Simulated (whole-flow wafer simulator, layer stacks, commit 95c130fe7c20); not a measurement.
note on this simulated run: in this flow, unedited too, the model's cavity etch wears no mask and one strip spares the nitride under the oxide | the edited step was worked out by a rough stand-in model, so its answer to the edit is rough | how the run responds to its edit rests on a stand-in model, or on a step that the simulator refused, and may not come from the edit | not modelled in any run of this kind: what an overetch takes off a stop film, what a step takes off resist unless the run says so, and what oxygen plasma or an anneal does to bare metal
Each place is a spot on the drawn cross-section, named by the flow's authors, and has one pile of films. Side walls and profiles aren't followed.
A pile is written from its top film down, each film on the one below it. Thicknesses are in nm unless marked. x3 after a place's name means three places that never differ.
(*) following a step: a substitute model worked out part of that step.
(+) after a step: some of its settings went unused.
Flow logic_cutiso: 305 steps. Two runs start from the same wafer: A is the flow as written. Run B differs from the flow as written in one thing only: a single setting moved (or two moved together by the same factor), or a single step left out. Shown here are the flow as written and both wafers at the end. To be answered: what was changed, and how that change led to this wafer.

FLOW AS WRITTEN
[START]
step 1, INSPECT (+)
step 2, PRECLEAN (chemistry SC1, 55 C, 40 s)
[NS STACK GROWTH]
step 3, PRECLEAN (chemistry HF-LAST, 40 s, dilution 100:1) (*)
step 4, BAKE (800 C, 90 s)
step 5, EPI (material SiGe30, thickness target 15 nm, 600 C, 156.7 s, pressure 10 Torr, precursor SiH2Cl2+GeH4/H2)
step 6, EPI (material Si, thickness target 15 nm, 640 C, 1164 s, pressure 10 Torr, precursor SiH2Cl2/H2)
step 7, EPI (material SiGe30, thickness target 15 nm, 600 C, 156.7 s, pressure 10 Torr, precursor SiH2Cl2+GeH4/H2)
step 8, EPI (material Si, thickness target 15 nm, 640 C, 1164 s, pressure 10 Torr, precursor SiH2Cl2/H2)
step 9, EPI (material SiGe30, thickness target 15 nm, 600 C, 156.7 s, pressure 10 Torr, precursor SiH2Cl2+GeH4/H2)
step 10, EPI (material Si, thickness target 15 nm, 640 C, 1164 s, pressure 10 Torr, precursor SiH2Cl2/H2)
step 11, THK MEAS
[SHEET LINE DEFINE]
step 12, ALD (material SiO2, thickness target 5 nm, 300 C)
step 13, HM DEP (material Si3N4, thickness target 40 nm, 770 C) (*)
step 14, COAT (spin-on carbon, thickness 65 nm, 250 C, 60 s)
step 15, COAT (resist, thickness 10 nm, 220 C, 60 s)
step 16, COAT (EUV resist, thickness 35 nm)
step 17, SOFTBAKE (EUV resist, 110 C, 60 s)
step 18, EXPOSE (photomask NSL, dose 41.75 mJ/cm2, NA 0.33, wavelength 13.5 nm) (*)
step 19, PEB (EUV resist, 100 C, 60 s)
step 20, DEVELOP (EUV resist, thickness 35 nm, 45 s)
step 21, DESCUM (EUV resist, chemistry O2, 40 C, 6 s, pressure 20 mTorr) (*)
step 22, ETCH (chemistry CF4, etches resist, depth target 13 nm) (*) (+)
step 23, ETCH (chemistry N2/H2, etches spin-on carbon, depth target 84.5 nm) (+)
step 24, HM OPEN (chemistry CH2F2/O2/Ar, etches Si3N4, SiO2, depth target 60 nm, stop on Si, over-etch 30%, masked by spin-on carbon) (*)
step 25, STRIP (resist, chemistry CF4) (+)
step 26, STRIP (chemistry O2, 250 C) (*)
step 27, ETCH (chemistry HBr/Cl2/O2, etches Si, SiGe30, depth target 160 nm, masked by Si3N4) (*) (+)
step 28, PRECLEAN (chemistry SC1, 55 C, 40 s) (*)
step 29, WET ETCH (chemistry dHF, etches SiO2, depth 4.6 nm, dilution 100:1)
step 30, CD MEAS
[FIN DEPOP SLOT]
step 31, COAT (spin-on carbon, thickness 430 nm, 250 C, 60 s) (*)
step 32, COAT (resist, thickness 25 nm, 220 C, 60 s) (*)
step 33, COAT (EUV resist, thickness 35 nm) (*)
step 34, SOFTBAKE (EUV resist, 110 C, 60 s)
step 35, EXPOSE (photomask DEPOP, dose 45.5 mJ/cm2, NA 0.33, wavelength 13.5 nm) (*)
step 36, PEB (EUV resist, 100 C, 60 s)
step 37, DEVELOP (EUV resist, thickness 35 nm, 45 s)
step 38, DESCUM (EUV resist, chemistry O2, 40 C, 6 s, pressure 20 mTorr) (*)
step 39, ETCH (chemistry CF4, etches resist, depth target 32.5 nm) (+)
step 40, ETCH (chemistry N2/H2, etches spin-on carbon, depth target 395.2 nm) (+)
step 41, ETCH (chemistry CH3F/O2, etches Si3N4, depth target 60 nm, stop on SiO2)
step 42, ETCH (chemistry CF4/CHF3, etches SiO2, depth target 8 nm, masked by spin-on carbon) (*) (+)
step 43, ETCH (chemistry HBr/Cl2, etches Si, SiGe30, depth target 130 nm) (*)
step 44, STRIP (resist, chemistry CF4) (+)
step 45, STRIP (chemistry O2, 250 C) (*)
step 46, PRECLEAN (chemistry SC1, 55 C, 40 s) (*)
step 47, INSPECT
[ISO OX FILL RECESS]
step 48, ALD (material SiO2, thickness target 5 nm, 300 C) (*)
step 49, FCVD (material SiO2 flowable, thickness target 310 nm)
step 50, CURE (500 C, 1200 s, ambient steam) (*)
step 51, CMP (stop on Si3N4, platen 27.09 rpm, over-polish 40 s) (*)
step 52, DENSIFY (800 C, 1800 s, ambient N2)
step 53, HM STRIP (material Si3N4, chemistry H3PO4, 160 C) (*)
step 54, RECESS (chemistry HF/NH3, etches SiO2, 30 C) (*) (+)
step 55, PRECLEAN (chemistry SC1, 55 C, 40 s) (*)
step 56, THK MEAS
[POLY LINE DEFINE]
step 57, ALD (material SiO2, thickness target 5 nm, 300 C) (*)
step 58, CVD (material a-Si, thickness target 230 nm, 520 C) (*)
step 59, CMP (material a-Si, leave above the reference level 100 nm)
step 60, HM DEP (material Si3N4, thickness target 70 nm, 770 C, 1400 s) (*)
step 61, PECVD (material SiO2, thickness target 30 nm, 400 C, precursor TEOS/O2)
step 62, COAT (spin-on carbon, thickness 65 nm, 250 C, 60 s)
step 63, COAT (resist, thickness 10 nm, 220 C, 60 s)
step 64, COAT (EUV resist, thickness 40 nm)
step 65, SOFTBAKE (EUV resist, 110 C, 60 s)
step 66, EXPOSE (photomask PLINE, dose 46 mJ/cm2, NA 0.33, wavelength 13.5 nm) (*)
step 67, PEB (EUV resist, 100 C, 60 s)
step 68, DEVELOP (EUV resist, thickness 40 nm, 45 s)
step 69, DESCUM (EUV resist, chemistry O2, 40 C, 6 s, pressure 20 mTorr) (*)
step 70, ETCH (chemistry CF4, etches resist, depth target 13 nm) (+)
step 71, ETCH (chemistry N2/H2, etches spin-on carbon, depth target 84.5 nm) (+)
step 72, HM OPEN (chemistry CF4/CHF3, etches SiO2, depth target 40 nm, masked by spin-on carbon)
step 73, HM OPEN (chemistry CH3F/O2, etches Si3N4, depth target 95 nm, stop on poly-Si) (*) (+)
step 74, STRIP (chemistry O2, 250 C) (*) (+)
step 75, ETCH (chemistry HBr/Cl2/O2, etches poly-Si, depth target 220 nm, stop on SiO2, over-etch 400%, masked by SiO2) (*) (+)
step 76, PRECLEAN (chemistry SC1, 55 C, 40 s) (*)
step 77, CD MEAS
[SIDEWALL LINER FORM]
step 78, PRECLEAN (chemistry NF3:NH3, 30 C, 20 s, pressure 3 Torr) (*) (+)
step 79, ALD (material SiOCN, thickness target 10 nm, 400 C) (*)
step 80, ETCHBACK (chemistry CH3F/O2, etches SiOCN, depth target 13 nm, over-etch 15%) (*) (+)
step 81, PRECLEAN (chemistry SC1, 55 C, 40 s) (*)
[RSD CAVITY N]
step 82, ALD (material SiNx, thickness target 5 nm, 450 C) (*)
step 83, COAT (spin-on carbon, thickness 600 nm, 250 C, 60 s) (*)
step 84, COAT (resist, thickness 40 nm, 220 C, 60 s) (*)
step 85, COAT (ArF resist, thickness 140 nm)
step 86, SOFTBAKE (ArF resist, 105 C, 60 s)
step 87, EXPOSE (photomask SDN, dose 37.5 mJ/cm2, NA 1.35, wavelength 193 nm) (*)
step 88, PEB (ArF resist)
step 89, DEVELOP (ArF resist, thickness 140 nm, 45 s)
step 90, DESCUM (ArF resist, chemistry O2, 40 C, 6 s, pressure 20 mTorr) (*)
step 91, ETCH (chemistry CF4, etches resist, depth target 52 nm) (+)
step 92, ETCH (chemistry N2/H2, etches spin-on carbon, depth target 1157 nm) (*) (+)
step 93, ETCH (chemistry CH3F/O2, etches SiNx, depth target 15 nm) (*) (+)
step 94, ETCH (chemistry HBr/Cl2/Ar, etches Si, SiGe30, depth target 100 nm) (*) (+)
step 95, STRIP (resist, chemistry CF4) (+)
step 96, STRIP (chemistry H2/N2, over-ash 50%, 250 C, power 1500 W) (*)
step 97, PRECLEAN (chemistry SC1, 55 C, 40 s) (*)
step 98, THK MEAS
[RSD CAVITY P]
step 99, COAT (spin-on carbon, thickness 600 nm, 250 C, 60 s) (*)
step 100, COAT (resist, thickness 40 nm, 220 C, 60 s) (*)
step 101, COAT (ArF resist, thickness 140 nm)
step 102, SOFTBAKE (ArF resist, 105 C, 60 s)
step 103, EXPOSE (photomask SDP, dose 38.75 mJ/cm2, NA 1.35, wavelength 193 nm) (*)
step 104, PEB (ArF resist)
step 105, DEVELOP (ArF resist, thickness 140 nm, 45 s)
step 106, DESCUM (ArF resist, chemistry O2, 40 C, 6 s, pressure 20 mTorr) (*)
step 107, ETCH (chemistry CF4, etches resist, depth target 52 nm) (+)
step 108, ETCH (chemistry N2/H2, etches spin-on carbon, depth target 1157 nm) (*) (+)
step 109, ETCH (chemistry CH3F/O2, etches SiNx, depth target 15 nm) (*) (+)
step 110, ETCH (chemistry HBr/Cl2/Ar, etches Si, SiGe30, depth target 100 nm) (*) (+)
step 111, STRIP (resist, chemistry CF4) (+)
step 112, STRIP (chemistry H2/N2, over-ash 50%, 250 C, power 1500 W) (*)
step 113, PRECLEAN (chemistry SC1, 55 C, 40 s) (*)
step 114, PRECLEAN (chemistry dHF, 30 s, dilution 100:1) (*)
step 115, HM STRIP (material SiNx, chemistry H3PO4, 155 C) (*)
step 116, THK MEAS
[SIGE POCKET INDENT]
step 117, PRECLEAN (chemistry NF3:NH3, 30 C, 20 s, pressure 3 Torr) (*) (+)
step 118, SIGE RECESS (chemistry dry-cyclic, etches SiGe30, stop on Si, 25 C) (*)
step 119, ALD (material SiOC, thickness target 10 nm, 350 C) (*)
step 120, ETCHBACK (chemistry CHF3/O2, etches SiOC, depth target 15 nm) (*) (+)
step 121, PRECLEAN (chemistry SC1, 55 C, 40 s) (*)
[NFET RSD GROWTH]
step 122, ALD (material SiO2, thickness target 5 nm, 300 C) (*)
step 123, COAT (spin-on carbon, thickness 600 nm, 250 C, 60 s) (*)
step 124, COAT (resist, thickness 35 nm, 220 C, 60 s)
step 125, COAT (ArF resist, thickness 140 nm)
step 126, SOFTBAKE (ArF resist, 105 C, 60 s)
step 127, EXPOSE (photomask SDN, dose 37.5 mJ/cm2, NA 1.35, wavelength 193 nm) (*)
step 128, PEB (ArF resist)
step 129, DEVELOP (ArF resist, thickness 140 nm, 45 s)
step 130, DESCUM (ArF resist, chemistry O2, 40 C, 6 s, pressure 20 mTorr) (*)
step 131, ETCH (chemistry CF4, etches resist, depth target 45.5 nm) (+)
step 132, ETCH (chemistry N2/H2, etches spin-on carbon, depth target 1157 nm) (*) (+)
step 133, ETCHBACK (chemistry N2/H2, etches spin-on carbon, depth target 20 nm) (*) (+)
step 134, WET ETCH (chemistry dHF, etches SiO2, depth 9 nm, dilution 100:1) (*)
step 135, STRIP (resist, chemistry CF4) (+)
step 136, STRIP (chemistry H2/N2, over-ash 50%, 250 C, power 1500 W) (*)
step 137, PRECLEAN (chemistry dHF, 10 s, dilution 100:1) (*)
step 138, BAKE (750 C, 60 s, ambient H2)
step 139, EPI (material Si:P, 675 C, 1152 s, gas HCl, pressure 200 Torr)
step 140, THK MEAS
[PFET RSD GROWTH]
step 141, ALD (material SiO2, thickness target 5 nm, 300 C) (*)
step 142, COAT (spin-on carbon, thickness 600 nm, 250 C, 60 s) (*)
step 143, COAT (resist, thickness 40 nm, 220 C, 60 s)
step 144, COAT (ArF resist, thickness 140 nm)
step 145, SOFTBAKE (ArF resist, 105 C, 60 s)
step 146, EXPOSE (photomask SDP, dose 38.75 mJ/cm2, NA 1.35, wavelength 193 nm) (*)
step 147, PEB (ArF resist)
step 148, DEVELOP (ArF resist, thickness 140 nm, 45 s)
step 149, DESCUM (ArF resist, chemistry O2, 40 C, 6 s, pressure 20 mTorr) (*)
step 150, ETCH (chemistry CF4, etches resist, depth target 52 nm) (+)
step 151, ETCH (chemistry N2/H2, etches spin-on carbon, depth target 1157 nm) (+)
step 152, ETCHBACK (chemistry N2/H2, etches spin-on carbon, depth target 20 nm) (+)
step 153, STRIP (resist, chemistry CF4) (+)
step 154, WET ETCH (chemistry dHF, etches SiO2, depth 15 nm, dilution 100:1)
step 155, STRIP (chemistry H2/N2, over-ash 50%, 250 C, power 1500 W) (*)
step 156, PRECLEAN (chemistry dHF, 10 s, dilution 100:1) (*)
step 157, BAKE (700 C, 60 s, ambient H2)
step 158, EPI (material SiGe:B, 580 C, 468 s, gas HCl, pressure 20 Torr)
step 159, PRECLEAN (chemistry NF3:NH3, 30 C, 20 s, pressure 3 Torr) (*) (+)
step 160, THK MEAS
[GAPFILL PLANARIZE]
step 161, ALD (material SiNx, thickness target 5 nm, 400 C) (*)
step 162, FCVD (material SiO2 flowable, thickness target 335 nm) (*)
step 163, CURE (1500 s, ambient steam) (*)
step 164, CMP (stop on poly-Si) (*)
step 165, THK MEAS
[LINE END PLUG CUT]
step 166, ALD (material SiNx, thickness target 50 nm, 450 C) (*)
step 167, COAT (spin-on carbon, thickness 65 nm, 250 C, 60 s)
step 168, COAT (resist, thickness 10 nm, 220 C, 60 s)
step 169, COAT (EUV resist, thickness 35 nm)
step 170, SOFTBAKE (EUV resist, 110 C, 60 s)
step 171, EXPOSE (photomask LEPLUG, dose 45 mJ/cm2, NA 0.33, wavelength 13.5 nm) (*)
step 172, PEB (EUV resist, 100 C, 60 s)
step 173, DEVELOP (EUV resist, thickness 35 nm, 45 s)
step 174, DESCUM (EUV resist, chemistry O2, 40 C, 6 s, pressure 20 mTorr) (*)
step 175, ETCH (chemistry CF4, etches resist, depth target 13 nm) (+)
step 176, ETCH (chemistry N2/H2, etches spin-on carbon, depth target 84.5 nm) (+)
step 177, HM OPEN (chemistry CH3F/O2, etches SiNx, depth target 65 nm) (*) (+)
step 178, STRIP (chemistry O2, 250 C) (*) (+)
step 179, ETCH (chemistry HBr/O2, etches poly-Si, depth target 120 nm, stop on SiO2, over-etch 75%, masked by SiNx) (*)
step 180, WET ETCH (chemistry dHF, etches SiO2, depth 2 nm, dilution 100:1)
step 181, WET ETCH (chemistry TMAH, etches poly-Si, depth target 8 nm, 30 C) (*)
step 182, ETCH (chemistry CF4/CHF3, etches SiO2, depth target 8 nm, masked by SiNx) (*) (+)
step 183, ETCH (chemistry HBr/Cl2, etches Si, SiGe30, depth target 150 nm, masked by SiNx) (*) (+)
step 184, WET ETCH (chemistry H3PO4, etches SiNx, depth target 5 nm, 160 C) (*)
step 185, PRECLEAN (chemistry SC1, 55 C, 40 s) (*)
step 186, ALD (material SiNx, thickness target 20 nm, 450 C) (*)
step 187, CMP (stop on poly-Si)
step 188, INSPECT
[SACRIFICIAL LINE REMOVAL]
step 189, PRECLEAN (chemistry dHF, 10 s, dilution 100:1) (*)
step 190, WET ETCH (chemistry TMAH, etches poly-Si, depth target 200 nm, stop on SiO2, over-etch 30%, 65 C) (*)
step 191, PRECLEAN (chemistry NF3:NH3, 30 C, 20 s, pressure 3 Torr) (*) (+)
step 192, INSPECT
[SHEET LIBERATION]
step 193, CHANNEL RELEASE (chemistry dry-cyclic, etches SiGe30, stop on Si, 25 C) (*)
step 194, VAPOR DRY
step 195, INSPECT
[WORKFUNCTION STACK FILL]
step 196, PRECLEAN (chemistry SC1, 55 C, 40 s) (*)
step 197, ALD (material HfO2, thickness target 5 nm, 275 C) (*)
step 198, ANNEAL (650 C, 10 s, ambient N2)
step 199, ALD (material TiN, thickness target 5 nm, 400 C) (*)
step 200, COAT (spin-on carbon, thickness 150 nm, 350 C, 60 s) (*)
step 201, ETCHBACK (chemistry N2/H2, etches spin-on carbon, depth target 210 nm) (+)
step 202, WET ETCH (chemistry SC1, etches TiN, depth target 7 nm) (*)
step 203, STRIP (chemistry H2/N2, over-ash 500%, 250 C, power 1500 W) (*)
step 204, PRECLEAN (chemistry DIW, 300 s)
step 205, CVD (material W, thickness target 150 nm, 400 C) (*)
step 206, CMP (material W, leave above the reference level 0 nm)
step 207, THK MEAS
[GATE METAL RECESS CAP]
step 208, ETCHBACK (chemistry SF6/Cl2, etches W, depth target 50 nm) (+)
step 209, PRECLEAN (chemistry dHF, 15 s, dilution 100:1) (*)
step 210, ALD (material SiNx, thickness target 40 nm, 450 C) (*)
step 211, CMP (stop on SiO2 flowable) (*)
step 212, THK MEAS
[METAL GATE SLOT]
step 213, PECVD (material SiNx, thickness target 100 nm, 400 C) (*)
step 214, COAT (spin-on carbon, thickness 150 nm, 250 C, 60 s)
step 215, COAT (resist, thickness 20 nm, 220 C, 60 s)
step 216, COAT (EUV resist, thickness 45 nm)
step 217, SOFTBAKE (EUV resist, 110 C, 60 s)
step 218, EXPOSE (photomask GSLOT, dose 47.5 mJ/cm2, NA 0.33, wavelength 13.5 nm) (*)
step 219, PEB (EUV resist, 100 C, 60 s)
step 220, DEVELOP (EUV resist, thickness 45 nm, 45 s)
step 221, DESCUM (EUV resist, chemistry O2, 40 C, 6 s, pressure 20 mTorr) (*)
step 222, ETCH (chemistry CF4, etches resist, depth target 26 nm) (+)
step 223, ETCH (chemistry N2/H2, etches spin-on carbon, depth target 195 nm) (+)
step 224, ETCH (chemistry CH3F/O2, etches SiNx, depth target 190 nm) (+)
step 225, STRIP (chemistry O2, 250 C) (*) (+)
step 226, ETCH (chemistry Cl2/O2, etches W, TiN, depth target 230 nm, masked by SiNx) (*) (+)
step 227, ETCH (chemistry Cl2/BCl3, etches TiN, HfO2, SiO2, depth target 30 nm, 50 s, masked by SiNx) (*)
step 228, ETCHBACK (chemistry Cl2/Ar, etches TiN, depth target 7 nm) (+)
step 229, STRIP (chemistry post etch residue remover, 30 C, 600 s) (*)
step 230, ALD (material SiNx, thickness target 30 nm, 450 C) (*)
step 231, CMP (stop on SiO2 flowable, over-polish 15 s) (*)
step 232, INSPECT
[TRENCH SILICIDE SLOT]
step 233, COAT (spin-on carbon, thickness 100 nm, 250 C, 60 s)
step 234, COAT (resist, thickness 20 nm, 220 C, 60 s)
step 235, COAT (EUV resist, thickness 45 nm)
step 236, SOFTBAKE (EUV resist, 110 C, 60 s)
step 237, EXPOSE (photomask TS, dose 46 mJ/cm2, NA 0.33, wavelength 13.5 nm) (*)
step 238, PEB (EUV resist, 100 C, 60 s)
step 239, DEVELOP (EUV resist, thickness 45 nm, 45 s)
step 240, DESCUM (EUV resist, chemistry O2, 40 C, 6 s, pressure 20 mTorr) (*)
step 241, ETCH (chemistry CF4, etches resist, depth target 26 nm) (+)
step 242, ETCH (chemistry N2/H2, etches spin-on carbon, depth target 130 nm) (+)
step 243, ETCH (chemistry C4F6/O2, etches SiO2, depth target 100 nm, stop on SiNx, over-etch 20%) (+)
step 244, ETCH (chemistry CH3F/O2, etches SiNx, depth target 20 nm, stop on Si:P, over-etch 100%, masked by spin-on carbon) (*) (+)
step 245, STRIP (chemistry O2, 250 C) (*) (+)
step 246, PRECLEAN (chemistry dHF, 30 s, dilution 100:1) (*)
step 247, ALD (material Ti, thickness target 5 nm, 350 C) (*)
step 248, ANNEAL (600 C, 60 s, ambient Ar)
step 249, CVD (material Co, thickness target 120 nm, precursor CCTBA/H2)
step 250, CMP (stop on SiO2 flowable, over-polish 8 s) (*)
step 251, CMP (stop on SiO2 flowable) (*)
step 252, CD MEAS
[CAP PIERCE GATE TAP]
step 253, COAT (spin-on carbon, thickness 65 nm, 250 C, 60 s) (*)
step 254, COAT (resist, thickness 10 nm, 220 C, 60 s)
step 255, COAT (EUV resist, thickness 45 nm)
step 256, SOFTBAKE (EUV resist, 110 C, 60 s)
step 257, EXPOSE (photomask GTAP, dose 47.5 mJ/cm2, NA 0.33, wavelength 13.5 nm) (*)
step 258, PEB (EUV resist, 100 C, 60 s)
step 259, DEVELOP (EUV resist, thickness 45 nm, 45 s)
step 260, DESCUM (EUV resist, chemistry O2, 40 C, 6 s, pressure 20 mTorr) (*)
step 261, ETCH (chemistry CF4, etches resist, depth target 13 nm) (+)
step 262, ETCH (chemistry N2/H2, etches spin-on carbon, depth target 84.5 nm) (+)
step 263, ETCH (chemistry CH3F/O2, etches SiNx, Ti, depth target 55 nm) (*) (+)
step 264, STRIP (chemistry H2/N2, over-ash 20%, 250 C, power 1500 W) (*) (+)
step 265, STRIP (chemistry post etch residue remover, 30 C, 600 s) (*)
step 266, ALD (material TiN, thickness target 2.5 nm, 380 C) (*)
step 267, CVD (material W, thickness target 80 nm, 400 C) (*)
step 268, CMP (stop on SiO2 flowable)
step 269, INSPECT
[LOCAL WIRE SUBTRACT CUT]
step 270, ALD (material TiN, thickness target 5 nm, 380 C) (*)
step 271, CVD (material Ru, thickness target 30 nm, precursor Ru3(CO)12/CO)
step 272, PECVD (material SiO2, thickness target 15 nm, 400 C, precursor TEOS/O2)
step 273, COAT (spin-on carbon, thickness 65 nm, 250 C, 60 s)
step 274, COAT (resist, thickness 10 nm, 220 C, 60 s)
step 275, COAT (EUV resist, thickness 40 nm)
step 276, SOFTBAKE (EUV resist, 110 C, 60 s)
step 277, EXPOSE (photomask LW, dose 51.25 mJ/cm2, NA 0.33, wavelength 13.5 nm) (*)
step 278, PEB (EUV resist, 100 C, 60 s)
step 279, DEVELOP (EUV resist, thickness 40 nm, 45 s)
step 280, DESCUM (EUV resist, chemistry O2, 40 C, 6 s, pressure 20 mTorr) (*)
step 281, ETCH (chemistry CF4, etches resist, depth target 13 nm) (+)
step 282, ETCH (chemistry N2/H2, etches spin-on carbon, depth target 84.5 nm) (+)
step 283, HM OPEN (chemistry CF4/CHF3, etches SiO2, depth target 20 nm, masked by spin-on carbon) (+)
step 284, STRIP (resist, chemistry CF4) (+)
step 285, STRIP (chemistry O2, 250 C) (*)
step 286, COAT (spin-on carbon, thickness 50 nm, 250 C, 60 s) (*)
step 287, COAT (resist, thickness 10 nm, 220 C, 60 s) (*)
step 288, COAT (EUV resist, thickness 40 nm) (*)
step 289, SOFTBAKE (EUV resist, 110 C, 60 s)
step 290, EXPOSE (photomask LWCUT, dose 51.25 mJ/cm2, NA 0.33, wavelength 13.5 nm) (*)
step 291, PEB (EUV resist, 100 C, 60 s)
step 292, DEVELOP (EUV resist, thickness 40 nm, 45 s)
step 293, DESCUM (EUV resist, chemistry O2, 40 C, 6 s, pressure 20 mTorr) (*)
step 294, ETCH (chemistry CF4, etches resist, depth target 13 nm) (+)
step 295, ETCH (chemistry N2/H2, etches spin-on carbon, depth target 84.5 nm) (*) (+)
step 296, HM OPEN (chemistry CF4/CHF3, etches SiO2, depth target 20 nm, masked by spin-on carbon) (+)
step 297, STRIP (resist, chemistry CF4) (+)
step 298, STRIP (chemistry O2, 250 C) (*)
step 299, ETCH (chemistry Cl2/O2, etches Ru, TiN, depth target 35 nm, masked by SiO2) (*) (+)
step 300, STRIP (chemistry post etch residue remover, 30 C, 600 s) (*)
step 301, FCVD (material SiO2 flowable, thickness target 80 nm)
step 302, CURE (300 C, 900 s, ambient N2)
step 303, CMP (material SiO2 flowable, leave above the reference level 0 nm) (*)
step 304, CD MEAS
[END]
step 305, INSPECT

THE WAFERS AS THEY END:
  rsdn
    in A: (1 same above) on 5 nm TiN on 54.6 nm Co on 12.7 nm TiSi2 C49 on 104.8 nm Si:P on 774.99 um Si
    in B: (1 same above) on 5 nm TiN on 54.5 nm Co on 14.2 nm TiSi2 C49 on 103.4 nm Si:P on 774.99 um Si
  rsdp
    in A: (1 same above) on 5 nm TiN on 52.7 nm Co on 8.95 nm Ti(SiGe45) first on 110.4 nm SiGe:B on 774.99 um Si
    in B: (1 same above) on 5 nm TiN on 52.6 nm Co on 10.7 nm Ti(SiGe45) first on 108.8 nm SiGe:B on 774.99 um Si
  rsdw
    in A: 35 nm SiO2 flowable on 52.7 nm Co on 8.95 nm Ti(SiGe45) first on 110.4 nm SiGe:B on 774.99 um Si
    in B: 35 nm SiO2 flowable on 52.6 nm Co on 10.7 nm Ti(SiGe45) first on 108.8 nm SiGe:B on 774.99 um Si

The reason: step 247, ALD: thickness target 5.6 nm was run, while the flow as written has thickness target 5 nm.

How this came from the change, step by step:
  step 247, ALD (material Ti, thickness target 5 nm, 350 C) (*)
      depop, dpovl, gfld and 19 more: A Ti gains 5 (new film) | B Ti gains 5.6 (new film)
  step 248, ANNEAL (600 C, 60 s, ambient Ar)
      rsdp, rsdw: A Ti(SiGe45) first gains 8.95 (new film), Ti loses 5 (all of it), SiGe:B loses 5.98 | B Ti(SiGe45) first gains 10.7 (new film), Ti loses 5.6 (all of it), SiGe:B loses 7.54
      rsdn: A TiSi2 C49 gains 12.7 (new film), Ti loses 5 (all of it), Si:P loses 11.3 | B TiSi2 C49 gains 14.2 (new film), Ti loses 5.6 (all of it), Si:P loses 12.7
  step 250, CMP (stop on SiO2 flowable, over-polish 8 s) (*)
      gl, glp, gxf, gxn, gxp, tap: A Co loses 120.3 (all of it), Ti loses 5 (all of it), SiNx loses 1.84 | B Co loses 120.3 (all of it), Ti loses 5.6 (all of it), SiNx loses 1.84
      depop, dpovl, isow, ns, nsgap: A Co loses 120.3 (all of it), Ti loses 5 (all of it), SiNx loses 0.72 | B Co loses 120.3 (all of it), Ti loses 5.6 (all of it), SiNx loses 0.72
      (as well as at 6 more places)
  step 251, CMP (stop on SiO2 flowable) (*)
      iso: A Co loses 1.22 (all of it), Ti loses 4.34 | B Co loses 0.62 (all of it), Ti loses 4.94
